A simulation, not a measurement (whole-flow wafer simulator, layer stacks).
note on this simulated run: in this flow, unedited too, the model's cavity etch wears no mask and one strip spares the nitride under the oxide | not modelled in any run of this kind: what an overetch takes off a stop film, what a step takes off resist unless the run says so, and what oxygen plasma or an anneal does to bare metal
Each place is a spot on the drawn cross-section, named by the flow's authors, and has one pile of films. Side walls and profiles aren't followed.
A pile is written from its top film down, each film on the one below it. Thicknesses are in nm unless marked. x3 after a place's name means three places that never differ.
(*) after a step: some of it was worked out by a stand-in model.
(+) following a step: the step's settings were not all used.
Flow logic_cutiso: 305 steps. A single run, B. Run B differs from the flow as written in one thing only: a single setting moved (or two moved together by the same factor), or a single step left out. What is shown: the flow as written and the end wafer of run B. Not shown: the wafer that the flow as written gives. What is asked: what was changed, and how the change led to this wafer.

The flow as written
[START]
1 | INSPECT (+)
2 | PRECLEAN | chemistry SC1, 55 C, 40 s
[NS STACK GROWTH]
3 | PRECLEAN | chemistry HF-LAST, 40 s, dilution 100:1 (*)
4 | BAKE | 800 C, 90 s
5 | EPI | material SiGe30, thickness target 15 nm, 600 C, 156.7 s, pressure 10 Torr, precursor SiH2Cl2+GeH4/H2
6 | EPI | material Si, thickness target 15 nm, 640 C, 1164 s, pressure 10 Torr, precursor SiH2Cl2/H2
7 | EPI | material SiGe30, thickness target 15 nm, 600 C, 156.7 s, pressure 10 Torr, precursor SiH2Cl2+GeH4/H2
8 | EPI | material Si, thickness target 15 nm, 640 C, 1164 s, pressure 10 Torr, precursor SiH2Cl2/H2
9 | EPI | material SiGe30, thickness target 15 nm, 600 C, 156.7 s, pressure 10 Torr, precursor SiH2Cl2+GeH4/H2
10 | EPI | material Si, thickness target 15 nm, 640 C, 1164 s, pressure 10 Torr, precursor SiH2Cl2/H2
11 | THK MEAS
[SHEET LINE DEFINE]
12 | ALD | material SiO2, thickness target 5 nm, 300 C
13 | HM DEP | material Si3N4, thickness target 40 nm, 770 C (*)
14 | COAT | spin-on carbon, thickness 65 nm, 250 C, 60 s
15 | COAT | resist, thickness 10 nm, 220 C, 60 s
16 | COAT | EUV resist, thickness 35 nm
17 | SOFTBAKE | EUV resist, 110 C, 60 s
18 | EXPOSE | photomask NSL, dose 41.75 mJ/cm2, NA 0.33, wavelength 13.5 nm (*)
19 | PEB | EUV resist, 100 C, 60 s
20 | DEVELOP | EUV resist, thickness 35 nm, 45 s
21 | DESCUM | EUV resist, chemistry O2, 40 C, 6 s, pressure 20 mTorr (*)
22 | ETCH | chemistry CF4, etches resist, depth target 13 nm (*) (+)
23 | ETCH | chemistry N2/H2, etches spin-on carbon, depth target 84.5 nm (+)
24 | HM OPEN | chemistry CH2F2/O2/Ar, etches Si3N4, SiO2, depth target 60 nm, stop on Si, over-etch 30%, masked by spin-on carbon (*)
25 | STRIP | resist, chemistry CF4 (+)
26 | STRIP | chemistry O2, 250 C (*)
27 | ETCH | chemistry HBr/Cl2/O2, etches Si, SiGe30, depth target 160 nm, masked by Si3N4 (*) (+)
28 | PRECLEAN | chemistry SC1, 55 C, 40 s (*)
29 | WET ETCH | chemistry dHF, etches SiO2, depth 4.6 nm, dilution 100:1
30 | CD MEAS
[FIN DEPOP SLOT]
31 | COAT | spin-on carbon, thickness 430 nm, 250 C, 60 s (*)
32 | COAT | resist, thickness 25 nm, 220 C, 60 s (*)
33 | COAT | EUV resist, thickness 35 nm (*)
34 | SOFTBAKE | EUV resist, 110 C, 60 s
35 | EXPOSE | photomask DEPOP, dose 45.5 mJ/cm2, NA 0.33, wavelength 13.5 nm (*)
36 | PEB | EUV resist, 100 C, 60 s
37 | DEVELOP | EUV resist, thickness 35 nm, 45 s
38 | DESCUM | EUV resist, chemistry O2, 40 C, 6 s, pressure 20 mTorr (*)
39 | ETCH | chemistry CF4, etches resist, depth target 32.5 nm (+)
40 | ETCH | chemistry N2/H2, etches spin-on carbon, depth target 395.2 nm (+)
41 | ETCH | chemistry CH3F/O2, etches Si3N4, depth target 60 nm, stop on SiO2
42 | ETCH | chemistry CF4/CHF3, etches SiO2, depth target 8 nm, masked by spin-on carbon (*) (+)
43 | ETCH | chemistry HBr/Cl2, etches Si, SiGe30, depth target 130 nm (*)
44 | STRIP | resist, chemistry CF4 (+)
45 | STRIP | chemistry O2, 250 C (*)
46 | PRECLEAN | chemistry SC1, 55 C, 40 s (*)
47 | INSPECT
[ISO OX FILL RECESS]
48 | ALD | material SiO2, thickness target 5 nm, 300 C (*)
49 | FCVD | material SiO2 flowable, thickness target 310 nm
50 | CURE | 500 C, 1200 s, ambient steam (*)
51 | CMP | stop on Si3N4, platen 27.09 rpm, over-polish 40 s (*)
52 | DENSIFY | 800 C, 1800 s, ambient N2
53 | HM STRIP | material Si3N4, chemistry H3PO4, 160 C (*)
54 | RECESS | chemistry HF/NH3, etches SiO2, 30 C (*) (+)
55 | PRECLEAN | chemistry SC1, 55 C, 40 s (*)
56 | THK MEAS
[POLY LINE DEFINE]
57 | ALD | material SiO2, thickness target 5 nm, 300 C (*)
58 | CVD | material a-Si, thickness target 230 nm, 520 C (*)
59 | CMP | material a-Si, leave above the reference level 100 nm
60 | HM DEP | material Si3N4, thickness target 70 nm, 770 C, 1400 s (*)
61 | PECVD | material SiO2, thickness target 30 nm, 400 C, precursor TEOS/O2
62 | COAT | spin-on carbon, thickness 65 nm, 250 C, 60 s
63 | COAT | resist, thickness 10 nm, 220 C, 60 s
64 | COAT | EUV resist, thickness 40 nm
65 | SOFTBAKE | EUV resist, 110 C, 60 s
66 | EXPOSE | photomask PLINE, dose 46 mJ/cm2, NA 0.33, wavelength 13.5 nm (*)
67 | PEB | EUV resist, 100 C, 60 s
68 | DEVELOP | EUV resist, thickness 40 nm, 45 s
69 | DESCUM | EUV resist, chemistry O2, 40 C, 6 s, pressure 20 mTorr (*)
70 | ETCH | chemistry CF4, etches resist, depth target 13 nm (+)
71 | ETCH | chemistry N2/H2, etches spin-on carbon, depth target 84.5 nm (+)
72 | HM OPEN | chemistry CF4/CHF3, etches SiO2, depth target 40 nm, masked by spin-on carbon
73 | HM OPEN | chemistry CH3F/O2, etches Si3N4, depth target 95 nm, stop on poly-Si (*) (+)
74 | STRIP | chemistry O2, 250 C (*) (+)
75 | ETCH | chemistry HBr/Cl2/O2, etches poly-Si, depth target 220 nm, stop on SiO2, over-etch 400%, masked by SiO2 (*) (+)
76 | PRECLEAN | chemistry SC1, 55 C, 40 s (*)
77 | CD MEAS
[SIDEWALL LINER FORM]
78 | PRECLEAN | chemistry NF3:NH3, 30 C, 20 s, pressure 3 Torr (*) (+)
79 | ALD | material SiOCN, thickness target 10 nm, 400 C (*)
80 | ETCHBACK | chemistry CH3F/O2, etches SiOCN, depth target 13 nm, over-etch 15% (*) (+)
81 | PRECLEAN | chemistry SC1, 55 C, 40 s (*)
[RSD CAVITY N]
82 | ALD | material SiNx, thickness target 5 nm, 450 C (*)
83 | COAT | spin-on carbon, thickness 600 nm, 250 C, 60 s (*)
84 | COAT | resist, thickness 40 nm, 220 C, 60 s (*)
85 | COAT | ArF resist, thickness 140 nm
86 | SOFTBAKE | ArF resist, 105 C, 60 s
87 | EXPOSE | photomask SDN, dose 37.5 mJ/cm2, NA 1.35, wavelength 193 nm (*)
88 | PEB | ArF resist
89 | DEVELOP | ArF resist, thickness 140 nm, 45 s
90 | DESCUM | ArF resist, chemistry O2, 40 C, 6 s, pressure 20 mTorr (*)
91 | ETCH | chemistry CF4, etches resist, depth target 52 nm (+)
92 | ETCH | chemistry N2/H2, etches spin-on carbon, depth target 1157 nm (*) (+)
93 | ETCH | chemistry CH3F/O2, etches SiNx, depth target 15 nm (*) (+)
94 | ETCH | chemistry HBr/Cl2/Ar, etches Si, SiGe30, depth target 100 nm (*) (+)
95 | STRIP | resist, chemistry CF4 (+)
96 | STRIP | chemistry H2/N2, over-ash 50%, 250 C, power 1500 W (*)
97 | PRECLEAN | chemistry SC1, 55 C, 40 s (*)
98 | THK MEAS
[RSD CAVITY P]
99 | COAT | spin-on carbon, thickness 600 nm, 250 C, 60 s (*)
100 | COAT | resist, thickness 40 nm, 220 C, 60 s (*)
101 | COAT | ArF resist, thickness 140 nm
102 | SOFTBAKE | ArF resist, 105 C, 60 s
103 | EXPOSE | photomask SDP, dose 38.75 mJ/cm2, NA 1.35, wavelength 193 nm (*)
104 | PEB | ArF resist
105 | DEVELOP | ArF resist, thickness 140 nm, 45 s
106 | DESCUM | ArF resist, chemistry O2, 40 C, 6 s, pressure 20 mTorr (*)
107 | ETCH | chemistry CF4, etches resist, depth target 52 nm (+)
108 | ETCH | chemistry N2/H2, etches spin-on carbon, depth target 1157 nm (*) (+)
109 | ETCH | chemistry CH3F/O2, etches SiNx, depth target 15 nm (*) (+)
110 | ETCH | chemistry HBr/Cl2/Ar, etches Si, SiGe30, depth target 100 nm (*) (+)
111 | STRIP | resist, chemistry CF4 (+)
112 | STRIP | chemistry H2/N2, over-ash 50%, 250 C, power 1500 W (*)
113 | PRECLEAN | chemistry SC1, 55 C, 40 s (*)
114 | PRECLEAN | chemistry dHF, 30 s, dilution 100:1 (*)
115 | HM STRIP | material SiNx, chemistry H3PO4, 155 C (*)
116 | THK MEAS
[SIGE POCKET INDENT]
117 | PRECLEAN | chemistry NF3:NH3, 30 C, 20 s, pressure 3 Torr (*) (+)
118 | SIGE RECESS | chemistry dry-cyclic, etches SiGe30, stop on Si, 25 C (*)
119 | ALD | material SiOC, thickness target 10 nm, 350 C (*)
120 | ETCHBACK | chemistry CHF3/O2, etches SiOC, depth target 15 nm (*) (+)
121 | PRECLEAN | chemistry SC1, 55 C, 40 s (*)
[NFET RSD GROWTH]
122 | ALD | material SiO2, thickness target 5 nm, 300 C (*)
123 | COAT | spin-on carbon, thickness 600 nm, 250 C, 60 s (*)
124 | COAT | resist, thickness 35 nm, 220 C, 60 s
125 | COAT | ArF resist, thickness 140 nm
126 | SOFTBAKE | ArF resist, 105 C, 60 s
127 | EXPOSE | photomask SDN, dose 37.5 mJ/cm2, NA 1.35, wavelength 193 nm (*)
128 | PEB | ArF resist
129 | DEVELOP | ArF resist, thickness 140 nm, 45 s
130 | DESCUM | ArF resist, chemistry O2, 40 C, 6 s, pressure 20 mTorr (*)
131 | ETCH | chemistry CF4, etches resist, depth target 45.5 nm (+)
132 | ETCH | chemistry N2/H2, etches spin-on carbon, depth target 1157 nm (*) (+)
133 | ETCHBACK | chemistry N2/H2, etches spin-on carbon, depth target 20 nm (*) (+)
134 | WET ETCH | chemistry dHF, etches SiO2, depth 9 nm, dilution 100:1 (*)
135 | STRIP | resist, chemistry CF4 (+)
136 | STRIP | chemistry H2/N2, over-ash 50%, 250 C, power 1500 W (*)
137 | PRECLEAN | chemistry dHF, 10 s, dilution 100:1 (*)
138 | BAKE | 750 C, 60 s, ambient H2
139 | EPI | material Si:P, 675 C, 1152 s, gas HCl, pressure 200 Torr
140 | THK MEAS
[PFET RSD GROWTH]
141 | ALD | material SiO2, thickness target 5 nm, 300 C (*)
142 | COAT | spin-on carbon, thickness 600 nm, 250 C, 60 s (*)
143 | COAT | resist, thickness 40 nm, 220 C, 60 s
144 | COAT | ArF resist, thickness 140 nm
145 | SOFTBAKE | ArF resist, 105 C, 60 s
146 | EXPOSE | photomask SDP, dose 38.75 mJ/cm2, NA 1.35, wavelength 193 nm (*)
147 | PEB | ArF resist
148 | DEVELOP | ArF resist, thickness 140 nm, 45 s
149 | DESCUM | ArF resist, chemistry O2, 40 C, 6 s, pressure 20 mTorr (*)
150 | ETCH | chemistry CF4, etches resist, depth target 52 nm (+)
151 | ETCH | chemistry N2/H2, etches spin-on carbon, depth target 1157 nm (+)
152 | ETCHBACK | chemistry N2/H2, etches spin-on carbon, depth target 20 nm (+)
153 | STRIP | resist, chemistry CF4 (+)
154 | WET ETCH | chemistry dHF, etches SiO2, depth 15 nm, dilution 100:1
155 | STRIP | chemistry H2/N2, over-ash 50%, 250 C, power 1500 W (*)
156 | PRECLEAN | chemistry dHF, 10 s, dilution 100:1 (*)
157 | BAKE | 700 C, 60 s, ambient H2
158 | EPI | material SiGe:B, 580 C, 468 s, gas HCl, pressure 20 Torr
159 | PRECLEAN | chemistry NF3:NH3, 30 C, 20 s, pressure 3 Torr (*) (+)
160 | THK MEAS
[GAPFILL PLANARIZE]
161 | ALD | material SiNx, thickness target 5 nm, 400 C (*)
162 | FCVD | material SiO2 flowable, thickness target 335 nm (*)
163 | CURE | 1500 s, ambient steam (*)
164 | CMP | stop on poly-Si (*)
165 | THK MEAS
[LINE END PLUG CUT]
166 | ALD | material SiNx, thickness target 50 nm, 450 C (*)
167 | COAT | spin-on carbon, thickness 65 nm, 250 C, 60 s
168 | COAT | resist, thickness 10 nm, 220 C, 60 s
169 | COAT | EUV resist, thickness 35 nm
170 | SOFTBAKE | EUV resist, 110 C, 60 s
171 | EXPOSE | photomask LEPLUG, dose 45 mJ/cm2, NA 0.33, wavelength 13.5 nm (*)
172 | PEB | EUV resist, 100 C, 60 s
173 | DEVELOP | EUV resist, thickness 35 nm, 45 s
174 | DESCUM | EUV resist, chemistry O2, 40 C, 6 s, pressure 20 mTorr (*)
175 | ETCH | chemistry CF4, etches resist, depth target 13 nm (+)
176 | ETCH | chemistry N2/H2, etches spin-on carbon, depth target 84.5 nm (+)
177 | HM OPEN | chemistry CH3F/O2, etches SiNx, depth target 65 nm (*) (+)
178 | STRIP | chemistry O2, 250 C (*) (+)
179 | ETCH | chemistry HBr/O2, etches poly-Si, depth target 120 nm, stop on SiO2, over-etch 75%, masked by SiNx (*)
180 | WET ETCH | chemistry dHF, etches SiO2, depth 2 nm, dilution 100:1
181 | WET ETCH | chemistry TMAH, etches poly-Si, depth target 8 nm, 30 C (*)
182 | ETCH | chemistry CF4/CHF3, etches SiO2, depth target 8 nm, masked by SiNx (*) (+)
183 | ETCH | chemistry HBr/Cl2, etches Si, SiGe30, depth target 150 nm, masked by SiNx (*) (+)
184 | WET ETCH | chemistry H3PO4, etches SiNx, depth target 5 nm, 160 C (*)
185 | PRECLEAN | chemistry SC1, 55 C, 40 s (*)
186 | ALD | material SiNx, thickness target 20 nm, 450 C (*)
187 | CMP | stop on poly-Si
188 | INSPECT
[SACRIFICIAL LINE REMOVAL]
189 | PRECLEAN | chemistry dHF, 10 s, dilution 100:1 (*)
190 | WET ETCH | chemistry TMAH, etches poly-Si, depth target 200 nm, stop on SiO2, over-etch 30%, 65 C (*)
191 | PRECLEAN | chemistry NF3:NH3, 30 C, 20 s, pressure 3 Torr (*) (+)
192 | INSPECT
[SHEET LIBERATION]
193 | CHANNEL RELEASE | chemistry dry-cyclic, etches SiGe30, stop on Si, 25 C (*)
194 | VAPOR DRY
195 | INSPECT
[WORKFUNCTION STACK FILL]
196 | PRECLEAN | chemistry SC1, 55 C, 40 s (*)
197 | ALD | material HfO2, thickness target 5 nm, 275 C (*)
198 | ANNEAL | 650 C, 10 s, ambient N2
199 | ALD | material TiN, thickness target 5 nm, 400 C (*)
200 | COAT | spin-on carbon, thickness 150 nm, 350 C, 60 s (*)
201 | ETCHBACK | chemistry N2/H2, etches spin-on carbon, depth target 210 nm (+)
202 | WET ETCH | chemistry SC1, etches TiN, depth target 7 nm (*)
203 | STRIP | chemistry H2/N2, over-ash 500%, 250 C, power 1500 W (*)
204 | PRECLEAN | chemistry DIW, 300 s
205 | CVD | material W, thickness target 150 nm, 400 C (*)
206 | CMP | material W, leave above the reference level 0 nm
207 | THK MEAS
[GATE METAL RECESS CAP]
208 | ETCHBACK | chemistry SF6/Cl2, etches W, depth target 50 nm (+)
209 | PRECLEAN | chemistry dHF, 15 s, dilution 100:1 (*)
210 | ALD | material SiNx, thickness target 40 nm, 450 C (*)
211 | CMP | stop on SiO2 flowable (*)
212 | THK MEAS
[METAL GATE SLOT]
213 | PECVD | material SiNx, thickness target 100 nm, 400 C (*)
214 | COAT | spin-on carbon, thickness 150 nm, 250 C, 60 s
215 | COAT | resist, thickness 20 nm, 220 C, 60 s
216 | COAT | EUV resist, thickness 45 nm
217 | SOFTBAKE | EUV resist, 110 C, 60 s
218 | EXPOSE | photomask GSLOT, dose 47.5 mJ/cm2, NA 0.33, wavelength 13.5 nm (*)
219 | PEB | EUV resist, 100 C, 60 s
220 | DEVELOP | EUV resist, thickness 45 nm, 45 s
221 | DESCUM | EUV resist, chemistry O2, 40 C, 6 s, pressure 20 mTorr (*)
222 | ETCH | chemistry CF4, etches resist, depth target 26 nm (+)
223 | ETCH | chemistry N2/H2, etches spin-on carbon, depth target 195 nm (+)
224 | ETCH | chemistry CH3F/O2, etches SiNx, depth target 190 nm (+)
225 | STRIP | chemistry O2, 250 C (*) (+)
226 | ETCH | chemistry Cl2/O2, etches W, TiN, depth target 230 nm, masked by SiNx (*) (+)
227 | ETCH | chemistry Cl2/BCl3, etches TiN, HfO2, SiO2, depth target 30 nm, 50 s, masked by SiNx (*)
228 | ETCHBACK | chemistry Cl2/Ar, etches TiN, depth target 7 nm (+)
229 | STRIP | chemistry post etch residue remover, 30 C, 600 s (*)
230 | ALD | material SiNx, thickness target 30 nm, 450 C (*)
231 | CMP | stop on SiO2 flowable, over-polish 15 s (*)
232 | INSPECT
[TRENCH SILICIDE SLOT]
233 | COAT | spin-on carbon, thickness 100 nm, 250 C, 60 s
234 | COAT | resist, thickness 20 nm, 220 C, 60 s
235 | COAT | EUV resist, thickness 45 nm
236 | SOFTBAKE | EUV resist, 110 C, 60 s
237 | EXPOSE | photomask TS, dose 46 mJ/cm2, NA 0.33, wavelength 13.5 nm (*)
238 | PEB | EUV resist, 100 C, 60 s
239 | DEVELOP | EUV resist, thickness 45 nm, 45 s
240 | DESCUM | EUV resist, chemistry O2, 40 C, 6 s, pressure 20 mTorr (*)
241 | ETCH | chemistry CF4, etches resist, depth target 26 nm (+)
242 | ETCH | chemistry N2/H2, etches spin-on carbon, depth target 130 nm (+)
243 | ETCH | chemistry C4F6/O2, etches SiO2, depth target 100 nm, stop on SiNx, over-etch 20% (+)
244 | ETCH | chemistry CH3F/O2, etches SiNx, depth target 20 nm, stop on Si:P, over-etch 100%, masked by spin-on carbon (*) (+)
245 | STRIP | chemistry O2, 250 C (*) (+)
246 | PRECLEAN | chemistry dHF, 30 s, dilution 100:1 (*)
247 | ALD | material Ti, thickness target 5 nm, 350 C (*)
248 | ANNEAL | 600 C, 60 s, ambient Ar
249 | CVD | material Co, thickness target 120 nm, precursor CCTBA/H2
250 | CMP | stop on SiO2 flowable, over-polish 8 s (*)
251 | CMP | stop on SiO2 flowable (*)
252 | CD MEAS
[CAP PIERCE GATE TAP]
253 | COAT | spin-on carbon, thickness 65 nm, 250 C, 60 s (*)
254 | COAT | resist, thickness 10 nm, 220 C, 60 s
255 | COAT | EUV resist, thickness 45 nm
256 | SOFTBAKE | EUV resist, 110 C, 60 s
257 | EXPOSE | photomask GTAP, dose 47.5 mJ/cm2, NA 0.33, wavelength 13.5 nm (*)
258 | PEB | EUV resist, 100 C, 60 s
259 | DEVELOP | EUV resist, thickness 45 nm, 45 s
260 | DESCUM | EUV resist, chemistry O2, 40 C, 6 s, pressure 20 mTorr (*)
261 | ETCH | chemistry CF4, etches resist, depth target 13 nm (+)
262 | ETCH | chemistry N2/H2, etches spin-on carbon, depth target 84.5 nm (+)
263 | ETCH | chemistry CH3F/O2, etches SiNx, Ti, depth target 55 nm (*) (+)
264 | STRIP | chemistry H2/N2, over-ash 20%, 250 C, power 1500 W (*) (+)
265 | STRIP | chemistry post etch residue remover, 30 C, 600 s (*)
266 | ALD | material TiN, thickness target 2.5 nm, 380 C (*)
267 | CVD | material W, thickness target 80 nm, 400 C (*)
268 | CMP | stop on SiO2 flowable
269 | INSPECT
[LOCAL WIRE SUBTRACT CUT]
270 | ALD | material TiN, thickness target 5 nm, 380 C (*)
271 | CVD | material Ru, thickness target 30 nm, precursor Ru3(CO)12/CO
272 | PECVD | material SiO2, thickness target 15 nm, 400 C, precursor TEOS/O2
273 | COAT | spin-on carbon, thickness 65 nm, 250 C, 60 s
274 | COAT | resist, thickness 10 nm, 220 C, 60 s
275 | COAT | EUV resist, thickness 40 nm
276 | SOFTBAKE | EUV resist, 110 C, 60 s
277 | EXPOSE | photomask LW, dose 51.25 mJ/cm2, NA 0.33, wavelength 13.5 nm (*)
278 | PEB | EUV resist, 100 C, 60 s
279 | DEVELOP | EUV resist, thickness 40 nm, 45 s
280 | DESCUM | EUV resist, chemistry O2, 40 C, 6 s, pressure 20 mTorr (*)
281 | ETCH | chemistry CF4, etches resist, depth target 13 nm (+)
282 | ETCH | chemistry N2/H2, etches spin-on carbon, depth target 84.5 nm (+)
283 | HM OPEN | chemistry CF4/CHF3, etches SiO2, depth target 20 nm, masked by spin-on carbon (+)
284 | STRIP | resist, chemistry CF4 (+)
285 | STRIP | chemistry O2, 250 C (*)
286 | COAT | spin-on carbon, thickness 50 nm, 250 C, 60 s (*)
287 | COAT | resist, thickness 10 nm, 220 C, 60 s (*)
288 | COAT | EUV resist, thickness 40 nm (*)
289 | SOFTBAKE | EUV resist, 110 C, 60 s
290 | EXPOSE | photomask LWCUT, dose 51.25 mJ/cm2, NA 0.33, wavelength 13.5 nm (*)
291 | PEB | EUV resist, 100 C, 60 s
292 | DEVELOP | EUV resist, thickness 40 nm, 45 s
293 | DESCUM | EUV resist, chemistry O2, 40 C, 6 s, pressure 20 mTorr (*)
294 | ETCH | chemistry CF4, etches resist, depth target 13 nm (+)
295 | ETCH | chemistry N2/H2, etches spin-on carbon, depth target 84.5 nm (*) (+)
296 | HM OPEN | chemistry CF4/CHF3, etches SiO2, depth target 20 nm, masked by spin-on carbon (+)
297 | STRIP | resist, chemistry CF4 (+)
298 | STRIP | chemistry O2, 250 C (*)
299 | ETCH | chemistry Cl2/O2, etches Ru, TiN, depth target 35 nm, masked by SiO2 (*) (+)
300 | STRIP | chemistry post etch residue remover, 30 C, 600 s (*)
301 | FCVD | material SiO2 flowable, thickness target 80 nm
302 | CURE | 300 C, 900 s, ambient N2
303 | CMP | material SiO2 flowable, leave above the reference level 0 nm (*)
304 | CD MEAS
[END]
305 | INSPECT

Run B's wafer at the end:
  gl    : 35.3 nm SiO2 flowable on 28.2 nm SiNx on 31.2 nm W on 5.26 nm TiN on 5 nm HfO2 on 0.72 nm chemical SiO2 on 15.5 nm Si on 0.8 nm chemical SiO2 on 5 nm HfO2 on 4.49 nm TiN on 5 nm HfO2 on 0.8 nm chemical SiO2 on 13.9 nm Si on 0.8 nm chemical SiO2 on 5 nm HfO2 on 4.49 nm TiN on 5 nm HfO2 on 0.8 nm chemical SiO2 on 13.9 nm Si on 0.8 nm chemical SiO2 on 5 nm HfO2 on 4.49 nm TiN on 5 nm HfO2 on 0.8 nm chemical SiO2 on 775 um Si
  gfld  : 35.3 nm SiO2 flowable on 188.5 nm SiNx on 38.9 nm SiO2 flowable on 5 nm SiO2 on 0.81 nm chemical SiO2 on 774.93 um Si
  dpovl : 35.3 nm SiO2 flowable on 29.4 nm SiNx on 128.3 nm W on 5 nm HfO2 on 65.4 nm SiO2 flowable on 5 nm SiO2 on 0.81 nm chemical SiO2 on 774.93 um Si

The reason: step 10, EPI: 1368 s was run, though the flow has 1164 s.

How this came from the change, step by step:
  10 | EPI | material Si, thickness target 15 nm, 640 C, 1164 s, pressure 10 Torr, precursor SiH2Cl2/H2
      depop, dpovl, gfld and 19 more: Si gains 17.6 (new film) (as written it would have been: Si gains 15 (new film))
  27 | ETCH | chemistry HBr/Cl2/O2, etches Si, SiGe30, depth target 160 nm, masked by Si3N4 (*) (+)
      gfld, gxf, iso, lnri: chemical SiO2 loses 0.79 (all of it), Si loses 14 (all of it), SiGe30 loses 15 (all of it), Si loses 15 (all of it), SiGe30 loses 15 (all of it), Si loses 15 (all of it), SiGe30 loses 15 (all of it), Si loses 71 (as written it would have been: chemical SiO2 loses 0.79 (all of it), Si loses 11.4 (all of it), SiGe30 loses 15 (all of it), Si loses 15 (all of it), SiGe30 loses 15 (all of it), Si loses 15 (all of it), SiGe30 loses 15 (all of it), Si loses 73.6)
      dpovl, nsgap: chemical SiO2 loses 0.79 (all of it), Si loses 14.4 (all of it), SiGe30 loses 15 (all of it), Si loses 15 (all of it), SiGe30 loses 15 (all of it), Si loses 15 (all of it), SiGe30 loses 15 (all of it), Si loses 70.6 (as written it would have been: chemical SiO2 loses 0.79 (all of it), Si loses 11.8 (all of it), SiGe30 loses 15 (all of it), Si loses 15 (all of it), SiGe30 loses 15 (all of it), Si loses 15 (all of it), SiGe30 loses 15 (all of it), Si loses 73.2)
      (also at 1 further place)
  43 | ETCH | chemistry HBr/Cl2, etches Si, SiGe30, depth target 130 nm (*)
      depop: Si loses 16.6 (all of it), SiGe30 loses 15 (all of it), Si loses 15 (all of it), SiGe30 loses 15 (all of it), Si loses 15 (all of it), SiGe30 loses 15 (all of it), Si loses 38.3 (as written it would have been: Si loses 14 (all of it), SiGe30 loses 15 (all of it), Si loses 15 (all of it), SiGe30 loses 15 (all of it), Si loses 15 (all of it), SiGe30 loses 15 (all of it), Si loses 41)
  94 | ETCH | chemistry HBr/Cl2/Ar, etches Si, SiGe30, depth target 100 nm (*) (+)
      rsdn, rsdx: chemical SiO2 loses 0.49 (all of it), Si loses 15.4 (all of it), SiGe30 loses 15 (all of it), Si loses 15 (all of it), SiGe30 loses 15 (all of it), Si loses 15 (all of it), SiGe30 loses 15 (all of it), Si loses 9.54 (as written it would have been: chemical SiO2 loses 0.49 (all of it), Si loses 12.8 (all of it), SiGe30 loses 15 (all of it), Si loses 15 (all of it), SiGe30 loses 15 (all of it), Si loses 15 (all of it), SiGe30 loses 15 (all of it), Si loses 12.2)
  110 | ETCH | chemistry HBr/Cl2/Ar, etches Si, SiGe30, depth target 100 nm (*) (+)
      rsdp, rsdw: chemical SiO2 loses 0.49 (all of it), Si loses 15.4 (all of it), SiGe30 loses 15 (all of it), Si loses 15 (all of it), SiGe30 loses 15 (all of it), Si loses 15 (all of it), SiGe30 loses 15 (all of it), Si loses 9.54 (as written it would have been: chemical SiO2 loses 0.49 (all of it), Si loses 12.8 (all of it), SiGe30 loses 15 (all of it), Si loses 15 (all of it), SiGe30 loses 15 (all of it), Si loses 15 (all of it), SiGe30 loses 15 (all of it), Si loses 12.2)
  183 | ETCH | chemistry HBr/Cl2, etches Si, SiGe30, depth target 150 nm, masked by SiNx (*) (+)
      plug: Si loses 16.2 (all of it), SiGe30 loses 15 (all of it), Si loses 15 (all of it), SiGe30 loses 15 (all of it), Si loses 15 (all of it), SiGe30 loses 15 (all of it), Si loses 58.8 (as written it would have been: Si loses 13.6 (all of it), SiGe30 loses 15 (all of it), Si loses 15 (all of it), SiGe30 loses 15 (all of it), Si loses 15 (all of it), SiGe30 loses 15 (all of it), Si loses 61.4)
